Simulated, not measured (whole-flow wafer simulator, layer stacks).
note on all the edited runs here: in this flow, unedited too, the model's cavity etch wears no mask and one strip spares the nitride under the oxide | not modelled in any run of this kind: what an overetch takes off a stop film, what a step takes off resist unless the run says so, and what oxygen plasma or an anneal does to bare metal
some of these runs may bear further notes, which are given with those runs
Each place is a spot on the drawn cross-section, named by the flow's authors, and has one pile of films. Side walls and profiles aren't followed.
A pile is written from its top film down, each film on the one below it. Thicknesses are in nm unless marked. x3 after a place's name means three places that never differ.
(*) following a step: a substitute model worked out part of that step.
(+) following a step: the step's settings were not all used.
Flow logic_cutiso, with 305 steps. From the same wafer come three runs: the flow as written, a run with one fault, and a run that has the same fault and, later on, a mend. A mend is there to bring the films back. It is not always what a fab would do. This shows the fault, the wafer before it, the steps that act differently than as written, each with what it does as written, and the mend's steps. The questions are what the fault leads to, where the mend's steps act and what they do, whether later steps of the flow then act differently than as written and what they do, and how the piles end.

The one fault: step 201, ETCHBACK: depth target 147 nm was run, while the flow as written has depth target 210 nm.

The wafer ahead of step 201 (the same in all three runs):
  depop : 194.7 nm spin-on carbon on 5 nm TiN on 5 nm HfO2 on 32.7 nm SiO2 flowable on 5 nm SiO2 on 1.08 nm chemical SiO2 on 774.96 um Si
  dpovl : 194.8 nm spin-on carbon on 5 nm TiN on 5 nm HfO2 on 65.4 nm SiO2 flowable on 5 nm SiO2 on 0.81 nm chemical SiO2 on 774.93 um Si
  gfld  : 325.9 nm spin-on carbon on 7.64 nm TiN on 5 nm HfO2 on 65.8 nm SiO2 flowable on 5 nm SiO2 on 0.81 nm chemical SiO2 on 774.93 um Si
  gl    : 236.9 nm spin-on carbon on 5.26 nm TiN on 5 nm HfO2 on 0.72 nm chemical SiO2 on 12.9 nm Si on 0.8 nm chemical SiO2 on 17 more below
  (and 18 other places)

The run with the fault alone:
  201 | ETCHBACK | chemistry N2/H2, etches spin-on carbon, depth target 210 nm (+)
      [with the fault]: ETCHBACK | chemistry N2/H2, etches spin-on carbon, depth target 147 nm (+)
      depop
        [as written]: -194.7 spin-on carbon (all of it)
        [with the fault]: -147 spin-on carbon
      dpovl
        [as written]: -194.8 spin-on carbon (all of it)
        [with the fault]: -147 spin-on carbon
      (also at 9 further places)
  Steps later in the flow that act otherwise than as written (1 more step, not shown, differs only slightly: by at most 2% or 0.5 nm, whichever is larger):
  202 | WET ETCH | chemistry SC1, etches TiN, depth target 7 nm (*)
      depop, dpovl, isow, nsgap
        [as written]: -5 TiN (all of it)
        [with the fault]: -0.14 spin-on carbon
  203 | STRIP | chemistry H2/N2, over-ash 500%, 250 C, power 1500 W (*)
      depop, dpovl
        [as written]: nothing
        [with the fault]: -47.6 spin-on carbon (all of it)
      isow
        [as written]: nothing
        [with the fault]: -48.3 spin-on carbon (all of it)
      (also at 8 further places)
  By the end, the piles at depop, dpovl, isow, nsgap depart from the flow's by more than 2% or 0.5 nm, whichever is larger.
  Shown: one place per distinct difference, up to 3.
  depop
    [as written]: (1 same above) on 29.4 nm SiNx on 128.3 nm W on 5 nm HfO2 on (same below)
    [with the fault]: (1 same above) on 29.4 nm SiNx on 123.3 nm W on 5 nm TiN on 5 nm HfO2 on (same below)

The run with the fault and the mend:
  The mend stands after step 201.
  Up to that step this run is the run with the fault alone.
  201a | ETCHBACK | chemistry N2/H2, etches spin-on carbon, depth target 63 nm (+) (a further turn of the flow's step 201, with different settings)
      gfld, gl, glp, gxf, gxn, gxp, tap
        -63 spin-on carbon
      depop
        -47.7 spin-on carbon (all of it)
      dpovl
        -47.8 spin-on carbon (all of it)
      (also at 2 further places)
  Every later step of the flow that is run acts as written at every place that is followed.
  The piles end the same as the flow's at every place that both follow.
